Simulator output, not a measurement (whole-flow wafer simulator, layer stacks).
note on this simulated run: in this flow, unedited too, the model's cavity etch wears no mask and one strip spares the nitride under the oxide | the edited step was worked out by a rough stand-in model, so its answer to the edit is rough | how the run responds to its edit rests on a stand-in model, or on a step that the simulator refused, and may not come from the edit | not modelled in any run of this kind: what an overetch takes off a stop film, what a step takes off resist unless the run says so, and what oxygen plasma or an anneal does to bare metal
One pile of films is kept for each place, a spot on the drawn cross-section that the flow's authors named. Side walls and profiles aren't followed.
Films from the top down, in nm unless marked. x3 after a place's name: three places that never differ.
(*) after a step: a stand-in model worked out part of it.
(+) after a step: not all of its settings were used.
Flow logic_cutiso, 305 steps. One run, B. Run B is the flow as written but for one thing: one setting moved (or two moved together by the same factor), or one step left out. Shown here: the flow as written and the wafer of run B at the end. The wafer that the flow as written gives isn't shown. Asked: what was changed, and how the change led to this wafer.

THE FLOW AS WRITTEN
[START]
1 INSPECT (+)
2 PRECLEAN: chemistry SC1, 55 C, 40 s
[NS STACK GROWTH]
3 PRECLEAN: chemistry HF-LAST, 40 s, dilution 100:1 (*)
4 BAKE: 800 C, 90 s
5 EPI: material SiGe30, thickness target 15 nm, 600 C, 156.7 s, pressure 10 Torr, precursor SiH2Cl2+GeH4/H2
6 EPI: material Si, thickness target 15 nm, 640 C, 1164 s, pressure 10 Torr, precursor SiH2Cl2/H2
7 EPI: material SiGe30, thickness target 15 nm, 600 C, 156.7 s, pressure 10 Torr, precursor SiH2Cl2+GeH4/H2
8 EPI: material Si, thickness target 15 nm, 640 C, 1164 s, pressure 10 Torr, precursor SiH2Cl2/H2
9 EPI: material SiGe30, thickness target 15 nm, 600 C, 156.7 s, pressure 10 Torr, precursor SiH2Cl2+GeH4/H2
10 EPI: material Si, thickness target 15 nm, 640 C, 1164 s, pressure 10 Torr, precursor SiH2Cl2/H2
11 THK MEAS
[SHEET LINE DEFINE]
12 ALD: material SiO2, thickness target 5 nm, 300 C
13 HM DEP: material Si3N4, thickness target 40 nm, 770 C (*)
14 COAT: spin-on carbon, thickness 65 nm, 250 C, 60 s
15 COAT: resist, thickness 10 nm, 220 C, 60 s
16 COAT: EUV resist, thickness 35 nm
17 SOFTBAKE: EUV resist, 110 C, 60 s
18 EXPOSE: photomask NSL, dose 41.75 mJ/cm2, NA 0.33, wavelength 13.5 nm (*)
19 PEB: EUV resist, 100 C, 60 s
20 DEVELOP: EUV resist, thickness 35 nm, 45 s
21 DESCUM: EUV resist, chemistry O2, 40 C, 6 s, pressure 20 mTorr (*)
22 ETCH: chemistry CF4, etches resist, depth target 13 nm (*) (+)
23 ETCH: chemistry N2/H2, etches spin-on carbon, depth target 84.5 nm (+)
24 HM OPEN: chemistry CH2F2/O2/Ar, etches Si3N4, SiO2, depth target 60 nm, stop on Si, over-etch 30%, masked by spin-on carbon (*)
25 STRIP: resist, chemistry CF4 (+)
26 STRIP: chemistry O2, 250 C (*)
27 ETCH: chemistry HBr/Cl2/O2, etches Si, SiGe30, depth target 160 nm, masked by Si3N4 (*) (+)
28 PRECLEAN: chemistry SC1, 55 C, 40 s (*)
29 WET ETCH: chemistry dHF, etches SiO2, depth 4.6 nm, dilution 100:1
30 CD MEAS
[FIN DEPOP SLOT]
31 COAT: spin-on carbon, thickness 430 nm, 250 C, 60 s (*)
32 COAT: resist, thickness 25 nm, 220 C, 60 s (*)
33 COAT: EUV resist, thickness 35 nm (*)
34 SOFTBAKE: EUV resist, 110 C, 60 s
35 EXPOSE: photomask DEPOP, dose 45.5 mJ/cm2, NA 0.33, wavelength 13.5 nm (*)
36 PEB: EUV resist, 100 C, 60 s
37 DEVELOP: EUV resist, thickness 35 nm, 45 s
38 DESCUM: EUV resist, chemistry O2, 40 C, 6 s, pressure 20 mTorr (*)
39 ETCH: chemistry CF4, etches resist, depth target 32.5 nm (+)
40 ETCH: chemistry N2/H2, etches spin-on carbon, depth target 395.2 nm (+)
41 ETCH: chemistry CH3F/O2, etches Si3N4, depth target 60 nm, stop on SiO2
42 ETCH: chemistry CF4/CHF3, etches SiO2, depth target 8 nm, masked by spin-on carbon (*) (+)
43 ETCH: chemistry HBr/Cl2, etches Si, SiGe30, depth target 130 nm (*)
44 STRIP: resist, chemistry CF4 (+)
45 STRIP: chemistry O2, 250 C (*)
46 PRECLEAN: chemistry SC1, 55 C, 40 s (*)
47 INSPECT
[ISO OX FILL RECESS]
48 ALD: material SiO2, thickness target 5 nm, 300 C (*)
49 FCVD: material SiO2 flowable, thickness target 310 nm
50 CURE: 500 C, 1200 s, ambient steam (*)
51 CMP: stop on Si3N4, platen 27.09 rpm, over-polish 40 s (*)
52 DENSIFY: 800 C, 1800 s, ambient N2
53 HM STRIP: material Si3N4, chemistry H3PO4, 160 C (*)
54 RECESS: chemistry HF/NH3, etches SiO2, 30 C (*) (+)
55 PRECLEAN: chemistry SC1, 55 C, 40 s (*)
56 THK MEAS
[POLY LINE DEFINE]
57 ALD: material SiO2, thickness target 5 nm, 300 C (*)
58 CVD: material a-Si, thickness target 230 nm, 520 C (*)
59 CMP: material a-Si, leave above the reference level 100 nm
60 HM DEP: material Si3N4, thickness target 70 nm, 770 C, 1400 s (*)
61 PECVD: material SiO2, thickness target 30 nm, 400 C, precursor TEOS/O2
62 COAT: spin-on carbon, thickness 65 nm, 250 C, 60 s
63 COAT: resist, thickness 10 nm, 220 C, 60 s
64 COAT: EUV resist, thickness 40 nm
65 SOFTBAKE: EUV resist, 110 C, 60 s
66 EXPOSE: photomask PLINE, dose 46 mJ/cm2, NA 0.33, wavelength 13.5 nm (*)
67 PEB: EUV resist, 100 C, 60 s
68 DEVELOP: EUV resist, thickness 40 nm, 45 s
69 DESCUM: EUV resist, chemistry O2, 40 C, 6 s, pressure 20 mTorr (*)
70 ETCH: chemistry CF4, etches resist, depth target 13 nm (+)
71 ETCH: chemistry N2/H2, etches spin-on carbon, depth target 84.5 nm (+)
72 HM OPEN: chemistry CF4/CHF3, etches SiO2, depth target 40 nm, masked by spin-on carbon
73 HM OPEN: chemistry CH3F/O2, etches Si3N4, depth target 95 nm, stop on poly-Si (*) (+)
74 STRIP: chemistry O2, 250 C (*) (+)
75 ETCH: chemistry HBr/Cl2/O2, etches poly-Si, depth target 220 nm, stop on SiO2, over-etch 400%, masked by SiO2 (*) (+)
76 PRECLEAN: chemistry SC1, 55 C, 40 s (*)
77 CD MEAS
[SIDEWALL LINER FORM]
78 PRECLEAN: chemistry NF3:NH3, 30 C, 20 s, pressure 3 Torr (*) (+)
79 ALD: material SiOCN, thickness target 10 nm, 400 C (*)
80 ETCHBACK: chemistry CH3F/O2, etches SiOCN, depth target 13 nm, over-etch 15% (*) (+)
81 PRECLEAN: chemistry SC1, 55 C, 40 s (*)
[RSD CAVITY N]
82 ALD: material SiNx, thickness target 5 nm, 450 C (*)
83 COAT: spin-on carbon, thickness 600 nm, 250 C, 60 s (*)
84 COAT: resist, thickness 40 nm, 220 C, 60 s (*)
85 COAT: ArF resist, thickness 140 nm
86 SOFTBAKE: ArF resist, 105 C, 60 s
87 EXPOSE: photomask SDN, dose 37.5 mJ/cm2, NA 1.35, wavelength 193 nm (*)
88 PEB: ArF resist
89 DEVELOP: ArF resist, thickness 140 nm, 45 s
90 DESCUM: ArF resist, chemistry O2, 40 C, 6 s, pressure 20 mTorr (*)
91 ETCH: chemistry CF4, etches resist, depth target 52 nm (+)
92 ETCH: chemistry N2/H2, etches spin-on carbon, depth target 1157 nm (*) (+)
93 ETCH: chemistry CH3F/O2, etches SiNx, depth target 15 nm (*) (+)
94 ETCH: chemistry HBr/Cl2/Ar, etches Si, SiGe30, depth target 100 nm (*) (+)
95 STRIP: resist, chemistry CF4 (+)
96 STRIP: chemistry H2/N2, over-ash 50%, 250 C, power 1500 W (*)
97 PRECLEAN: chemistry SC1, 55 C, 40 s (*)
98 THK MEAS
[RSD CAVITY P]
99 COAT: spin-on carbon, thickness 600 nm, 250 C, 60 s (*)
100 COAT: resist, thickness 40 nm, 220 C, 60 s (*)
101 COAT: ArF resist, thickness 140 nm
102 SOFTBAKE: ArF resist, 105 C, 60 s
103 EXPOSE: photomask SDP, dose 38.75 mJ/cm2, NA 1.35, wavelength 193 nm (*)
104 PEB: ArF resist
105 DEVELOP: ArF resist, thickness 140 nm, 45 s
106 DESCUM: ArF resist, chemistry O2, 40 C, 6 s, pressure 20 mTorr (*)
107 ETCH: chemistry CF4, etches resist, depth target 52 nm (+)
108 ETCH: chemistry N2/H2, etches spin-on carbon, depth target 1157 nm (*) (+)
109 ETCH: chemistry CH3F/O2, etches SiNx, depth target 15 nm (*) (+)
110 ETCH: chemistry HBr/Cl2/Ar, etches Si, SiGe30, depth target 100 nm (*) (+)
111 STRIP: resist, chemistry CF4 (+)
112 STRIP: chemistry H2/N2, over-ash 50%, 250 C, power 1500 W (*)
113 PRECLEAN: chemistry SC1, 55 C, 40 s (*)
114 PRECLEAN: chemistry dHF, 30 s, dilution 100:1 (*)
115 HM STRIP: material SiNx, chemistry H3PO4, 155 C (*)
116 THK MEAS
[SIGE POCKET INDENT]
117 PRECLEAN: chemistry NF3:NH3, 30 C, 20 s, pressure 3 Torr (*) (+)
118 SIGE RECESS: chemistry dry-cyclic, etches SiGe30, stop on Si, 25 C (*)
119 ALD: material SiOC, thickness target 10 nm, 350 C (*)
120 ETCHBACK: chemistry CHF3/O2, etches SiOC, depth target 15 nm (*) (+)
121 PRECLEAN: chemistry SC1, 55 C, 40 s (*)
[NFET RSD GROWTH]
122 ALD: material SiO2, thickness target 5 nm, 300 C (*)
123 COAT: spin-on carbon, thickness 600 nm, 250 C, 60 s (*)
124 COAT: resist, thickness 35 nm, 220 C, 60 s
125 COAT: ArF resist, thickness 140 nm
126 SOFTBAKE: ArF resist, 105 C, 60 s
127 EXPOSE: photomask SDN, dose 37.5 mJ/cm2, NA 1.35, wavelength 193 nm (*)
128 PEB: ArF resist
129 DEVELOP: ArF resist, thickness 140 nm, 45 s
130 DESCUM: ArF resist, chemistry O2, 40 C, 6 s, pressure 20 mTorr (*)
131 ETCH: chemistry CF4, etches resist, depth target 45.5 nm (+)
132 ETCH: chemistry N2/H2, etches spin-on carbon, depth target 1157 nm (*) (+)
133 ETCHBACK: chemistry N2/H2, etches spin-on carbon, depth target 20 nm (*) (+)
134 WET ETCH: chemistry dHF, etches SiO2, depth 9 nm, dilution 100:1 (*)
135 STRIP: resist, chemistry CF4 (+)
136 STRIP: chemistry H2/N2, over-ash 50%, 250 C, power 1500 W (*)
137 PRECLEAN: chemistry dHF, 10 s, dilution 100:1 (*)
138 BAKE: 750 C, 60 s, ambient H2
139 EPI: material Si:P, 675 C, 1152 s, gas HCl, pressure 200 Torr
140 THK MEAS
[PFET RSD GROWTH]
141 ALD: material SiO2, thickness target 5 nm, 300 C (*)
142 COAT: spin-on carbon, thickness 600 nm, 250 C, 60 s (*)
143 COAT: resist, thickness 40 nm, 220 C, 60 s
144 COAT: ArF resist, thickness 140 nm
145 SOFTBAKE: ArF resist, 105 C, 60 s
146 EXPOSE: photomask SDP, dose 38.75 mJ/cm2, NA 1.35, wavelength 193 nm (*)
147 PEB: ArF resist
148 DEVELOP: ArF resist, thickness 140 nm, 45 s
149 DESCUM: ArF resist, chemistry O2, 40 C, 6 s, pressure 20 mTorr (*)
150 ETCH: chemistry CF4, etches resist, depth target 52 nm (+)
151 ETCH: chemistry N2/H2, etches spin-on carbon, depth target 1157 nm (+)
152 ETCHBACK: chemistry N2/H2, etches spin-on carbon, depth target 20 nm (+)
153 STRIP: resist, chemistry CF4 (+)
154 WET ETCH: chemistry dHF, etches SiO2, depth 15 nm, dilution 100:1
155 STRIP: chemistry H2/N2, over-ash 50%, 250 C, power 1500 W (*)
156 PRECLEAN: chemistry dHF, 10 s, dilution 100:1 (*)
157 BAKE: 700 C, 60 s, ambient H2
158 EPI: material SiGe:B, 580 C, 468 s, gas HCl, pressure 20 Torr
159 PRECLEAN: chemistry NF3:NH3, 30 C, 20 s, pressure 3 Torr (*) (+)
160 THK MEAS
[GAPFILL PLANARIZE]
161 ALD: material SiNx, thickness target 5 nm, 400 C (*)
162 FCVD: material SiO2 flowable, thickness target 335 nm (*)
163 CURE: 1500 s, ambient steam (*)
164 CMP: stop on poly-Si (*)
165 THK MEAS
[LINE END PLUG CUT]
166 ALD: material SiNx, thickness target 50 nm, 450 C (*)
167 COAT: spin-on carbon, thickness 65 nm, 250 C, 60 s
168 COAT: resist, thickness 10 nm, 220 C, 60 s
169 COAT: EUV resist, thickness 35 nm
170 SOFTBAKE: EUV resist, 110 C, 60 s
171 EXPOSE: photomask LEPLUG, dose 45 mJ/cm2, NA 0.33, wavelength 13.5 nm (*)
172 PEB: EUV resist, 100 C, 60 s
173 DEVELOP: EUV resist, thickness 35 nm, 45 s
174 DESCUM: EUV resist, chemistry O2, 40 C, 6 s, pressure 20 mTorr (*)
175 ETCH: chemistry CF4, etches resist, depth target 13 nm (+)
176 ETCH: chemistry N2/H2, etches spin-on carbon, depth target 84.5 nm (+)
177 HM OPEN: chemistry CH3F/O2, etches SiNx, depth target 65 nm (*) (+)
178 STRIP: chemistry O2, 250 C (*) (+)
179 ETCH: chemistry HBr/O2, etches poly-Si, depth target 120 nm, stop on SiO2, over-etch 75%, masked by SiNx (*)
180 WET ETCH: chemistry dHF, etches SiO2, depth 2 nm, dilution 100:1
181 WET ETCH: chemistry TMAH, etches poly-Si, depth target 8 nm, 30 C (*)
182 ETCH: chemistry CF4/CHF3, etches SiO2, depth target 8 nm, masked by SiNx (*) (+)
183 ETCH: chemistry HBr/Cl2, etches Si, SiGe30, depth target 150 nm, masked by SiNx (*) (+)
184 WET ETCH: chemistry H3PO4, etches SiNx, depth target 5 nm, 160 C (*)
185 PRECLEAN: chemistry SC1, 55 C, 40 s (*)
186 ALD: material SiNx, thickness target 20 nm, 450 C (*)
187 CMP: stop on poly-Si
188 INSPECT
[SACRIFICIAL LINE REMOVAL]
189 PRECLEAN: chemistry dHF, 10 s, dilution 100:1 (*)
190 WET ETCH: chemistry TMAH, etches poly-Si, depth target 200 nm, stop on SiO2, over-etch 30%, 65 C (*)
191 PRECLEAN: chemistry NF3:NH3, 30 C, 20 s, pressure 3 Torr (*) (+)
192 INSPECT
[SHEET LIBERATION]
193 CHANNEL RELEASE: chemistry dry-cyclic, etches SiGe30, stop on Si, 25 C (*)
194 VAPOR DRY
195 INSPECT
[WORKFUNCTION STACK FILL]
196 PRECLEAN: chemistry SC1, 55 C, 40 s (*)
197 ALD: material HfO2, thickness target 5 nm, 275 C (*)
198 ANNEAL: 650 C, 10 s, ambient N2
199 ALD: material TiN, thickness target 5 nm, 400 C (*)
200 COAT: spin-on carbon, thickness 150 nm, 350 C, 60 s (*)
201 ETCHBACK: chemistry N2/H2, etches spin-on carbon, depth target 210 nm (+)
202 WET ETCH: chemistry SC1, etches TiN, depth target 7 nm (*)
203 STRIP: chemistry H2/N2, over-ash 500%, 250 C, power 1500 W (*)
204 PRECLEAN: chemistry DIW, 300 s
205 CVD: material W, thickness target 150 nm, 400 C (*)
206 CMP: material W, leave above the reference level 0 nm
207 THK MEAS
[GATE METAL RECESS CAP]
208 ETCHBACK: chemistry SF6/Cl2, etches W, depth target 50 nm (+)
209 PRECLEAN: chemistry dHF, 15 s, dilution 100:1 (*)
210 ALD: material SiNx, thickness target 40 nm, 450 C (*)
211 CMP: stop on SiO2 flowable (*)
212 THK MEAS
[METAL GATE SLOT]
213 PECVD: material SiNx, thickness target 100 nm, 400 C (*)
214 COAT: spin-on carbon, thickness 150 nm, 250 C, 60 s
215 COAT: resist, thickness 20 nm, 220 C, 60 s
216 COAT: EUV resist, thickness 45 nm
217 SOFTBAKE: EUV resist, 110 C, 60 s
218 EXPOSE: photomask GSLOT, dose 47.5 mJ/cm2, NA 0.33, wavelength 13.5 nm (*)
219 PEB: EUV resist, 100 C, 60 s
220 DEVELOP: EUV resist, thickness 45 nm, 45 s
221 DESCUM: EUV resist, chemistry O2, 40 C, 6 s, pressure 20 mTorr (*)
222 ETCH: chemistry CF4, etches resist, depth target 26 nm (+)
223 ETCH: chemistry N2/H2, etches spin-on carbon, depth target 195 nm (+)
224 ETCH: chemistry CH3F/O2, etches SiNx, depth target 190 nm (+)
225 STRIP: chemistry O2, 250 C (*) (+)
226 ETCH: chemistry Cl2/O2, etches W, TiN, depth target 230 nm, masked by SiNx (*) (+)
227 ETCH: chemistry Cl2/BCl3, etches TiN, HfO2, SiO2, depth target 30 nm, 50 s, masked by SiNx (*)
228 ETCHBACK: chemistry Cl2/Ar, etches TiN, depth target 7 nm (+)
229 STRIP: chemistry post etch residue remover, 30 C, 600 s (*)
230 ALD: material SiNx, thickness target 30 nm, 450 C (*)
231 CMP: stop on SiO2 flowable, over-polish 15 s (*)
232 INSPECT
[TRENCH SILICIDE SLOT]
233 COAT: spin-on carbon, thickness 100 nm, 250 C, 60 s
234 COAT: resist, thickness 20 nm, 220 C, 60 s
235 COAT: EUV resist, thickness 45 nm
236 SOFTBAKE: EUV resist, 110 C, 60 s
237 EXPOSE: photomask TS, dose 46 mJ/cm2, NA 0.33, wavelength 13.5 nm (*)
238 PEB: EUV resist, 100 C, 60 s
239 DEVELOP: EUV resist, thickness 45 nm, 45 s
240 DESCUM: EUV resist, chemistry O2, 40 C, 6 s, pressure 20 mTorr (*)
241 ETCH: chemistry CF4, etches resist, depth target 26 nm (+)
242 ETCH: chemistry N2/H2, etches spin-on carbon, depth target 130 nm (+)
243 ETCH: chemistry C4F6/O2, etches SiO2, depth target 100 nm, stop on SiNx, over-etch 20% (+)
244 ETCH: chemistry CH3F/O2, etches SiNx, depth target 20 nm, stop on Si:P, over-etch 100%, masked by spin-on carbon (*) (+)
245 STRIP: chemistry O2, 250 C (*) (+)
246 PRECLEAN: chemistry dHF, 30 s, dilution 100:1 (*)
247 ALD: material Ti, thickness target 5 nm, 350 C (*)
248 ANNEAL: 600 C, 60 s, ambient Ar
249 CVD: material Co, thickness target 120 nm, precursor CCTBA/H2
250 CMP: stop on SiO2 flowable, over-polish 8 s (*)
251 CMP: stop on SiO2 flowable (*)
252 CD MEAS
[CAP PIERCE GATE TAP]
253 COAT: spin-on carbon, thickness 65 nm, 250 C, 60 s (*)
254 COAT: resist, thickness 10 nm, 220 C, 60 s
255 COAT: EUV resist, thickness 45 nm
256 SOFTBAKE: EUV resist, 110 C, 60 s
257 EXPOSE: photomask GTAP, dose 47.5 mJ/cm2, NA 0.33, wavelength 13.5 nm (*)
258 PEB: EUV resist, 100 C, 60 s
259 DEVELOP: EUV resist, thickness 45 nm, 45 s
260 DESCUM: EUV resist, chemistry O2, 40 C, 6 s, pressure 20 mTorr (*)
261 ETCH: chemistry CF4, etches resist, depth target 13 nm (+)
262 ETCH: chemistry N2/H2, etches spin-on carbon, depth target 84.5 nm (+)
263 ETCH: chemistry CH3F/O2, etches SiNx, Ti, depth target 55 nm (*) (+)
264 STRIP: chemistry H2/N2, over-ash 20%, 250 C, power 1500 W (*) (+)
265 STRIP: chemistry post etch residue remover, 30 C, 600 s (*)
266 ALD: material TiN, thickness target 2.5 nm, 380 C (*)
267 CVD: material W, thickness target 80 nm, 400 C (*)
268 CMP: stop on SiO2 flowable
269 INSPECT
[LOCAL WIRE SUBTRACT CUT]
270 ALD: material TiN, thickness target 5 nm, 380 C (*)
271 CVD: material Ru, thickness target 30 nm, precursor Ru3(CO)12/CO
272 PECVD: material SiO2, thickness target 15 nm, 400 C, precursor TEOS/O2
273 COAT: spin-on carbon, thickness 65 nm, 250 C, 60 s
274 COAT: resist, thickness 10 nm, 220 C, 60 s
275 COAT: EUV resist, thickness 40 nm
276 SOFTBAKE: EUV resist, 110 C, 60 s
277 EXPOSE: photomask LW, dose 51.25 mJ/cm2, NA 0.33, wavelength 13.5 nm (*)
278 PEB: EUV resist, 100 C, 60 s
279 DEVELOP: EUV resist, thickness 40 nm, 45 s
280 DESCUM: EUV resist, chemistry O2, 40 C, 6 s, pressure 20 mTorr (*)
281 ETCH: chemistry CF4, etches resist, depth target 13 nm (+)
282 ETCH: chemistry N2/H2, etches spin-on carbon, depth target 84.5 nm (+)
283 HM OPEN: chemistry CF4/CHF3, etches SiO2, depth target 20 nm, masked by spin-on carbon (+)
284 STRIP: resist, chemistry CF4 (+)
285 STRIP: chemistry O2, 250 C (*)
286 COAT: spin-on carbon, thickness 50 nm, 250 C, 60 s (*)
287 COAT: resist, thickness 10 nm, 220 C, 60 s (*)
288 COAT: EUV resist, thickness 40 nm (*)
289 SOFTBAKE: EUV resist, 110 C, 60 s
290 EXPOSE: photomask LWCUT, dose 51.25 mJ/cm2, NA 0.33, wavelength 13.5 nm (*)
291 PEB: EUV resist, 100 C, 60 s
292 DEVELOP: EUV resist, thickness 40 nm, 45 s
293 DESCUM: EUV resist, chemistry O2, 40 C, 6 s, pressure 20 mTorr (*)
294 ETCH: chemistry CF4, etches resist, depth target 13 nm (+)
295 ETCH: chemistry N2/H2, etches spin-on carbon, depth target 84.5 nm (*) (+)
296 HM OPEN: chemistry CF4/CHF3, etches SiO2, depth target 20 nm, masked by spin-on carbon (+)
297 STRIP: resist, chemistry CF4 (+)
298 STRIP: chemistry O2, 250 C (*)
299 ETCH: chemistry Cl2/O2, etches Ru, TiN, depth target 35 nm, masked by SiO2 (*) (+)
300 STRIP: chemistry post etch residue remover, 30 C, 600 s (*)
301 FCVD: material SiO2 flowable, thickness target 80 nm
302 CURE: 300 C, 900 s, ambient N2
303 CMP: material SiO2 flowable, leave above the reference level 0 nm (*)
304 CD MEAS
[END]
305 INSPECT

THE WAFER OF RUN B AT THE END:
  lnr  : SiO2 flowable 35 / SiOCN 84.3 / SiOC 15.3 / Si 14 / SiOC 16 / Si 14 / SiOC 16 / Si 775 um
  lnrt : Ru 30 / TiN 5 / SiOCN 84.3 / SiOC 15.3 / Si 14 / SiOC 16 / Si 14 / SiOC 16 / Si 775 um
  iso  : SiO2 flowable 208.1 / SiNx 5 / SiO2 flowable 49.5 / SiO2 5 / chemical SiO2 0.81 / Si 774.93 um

The cause: step 75, ETCH: depth target 313.5 nm was run, where the flow has depth target 220 nm.

How the change led to this, step by step:
  75 ETCH: chemistry HBr/Cl2/O2, etches poly-Si, depth target 220 nm, stop on SiO2, over-etch 400%, masked by SiO2 (*) (+)
      lnr, lnrp, lnrt, rsdn, rsdp, rsdw, rsdx: chemical SiO2 -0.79 (all of it), poly-Si -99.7 (all of it), SiO2 -5 (all of it), chemical SiO2 -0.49 (all of it), Si -13.9 (all of it) (as written it would be: chemical SiO2 -0.79 (all of it), poly-Si -99.7 (all of it), SiO2 -5 (all of it))
      iso, lnri: chemical SiO2 -0.79 (all of it), poly-Si -189.1 (all of it), SiO2 -5 (all of it), SiO2 flowable -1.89 (as written it would be: chemical SiO2 -0.79 (all of it), poly-Si -189.1 (all of it), SiO2 -4.55)
  80 ETCHBACK: chemistry CH3F/O2, etches SiOCN, depth target 13 nm, over-etch 15% (*) (+)
      rsdn, rsdp, rsdw, rsdx: SiOCN -10 (all of it), SiGe30 -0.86 (as written it would be: SiOCN -10 (all of it), Si -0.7)
      lnr, lnrp, lnrt: SiOCN +189.1 (as written it would be: SiOCN +175.1)
  94 ETCH: chemistry HBr/Cl2/Ar, etches Si, SiGe30, depth target 100 nm (*) (+)
      rsdn, rsdx: chemical SiO2 -0.49 (all of it), SiGe30 -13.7 (all of it), Si -15 (all of it), SiGe30 -15 (all of it), Si -15 (all of it), SiGe30 -15 (all of it), Si -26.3 (as written it would be: chemical SiO2 -0.49 (all of it), Si -12.8 (all of it), SiGe30 -15 (all of it), Si -15 (all of it), SiGe30 -15 (all of it), Si -15 (all of it), SiGe30 -15 (all of it), Si -12.2)
  110 ETCH: chemistry HBr/Cl2/Ar, etches Si, SiGe30, depth target 100 nm (*) (+)
      rsdp, rsdw: chemical SiO2 -0.49 (all of it), SiGe30 -13.7 (all of it), Si -15 (all of it), SiGe30 -15 (all of it), Si -15 (all of it), SiGe30 -15 (all of it), Si -26.3 (as written it would be: chemical SiO2 -0.49 (all of it), Si -12.8 (all of it), SiGe30 -15 (all of it), Si -15 (all of it), SiGe30 -15 (all of it), Si -15 (all of it), SiGe30 -15 (all of it), Si -12.2)
  118 SIGE RECESS: chemistry dry-cyclic, etches SiGe30, stop on Si, 25 C (*)
      lnr, lnrp, lnrt: SiOCN -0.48, cavity +15.3 (new film), SiGe30 -14.8 (all of it), Si -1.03, cavity +16 (new film), SiGe30 -15 (all of it), Si -1.03, cavity +16 (new film), SiGe30 -15 (all of it), Si -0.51 (as written it would be: SiOCN -0.48, Si -0.51, cavity +16 (new film), SiGe30 -15 (all of it), Si -1.03, cavity +16 (new film), SiGe30 -15 (all of it), Si -1.03, cavity +16 (new film), SiGe30 -15 (all of it), Si -0.51)
  119 ALD: material SiOC, thickness target 10 nm, 350 C (*)
      lnr, lnrp, lnrt: SiOC +10 (new film), SiOC +15.3 (new film), cavity -15.3 (all of it), SiOC +16 (new film), cavity -16 (all of it), SiOC +16 (new film), cavity -16 (all of it) (as written it would be: SiOC +10 (new film), SiOC +16 (new film), cavity -16 (all of it), SiOC +16 (new film), cavity -16 (all of it), SiOC +16 (new film), cavity -16 (all of it))
  135 STRIP: resist, chemistry CF4 (+)
      gl: Si3N4 -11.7 (as written it would be: Si3N4 -12.3)
  139 EPI: material Si:P, 675 C, 1152 s, gas HCl, pressure 200 Torr
      rsdn, rsdx: Si:P +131 (new film) (as written it would be: Si:P +116.9 (new film))
  141 ALD: material SiO2, thickness target 5 nm, 300 C (*)
      gxn: SiO2 +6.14 (new film) (as written it would be: SiO2 +10.1 (new film))
  158 EPI: material SiGe:B, 580 C, 468 s, gas HCl, pressure 20 Torr
      rsdp, rsdw: SiGe:B +131 (new film) (as written it would be: SiGe:B +116.8 (new film))
  159 PRECLEAN: chemistry NF3:NH3, 30 C, 20 s, pressure 3 Torr (*) (+)
      gxn: SiO2 -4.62 (all of it), Si3N4 -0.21 (as written it would be: SiO2 -7.5)
  164 CMP: stop on poly-Si (*)
      gxn: SiO2 flowable -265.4 (all of it), SiNx -5 (all of it), Si3N4 -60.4 (all of it) (as written it would be: SiO2 flowable -264.5 (all of it), SiNx -5 (all of it), SiO2 -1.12 (all of it), Si3N4 -60.3 (all of it))
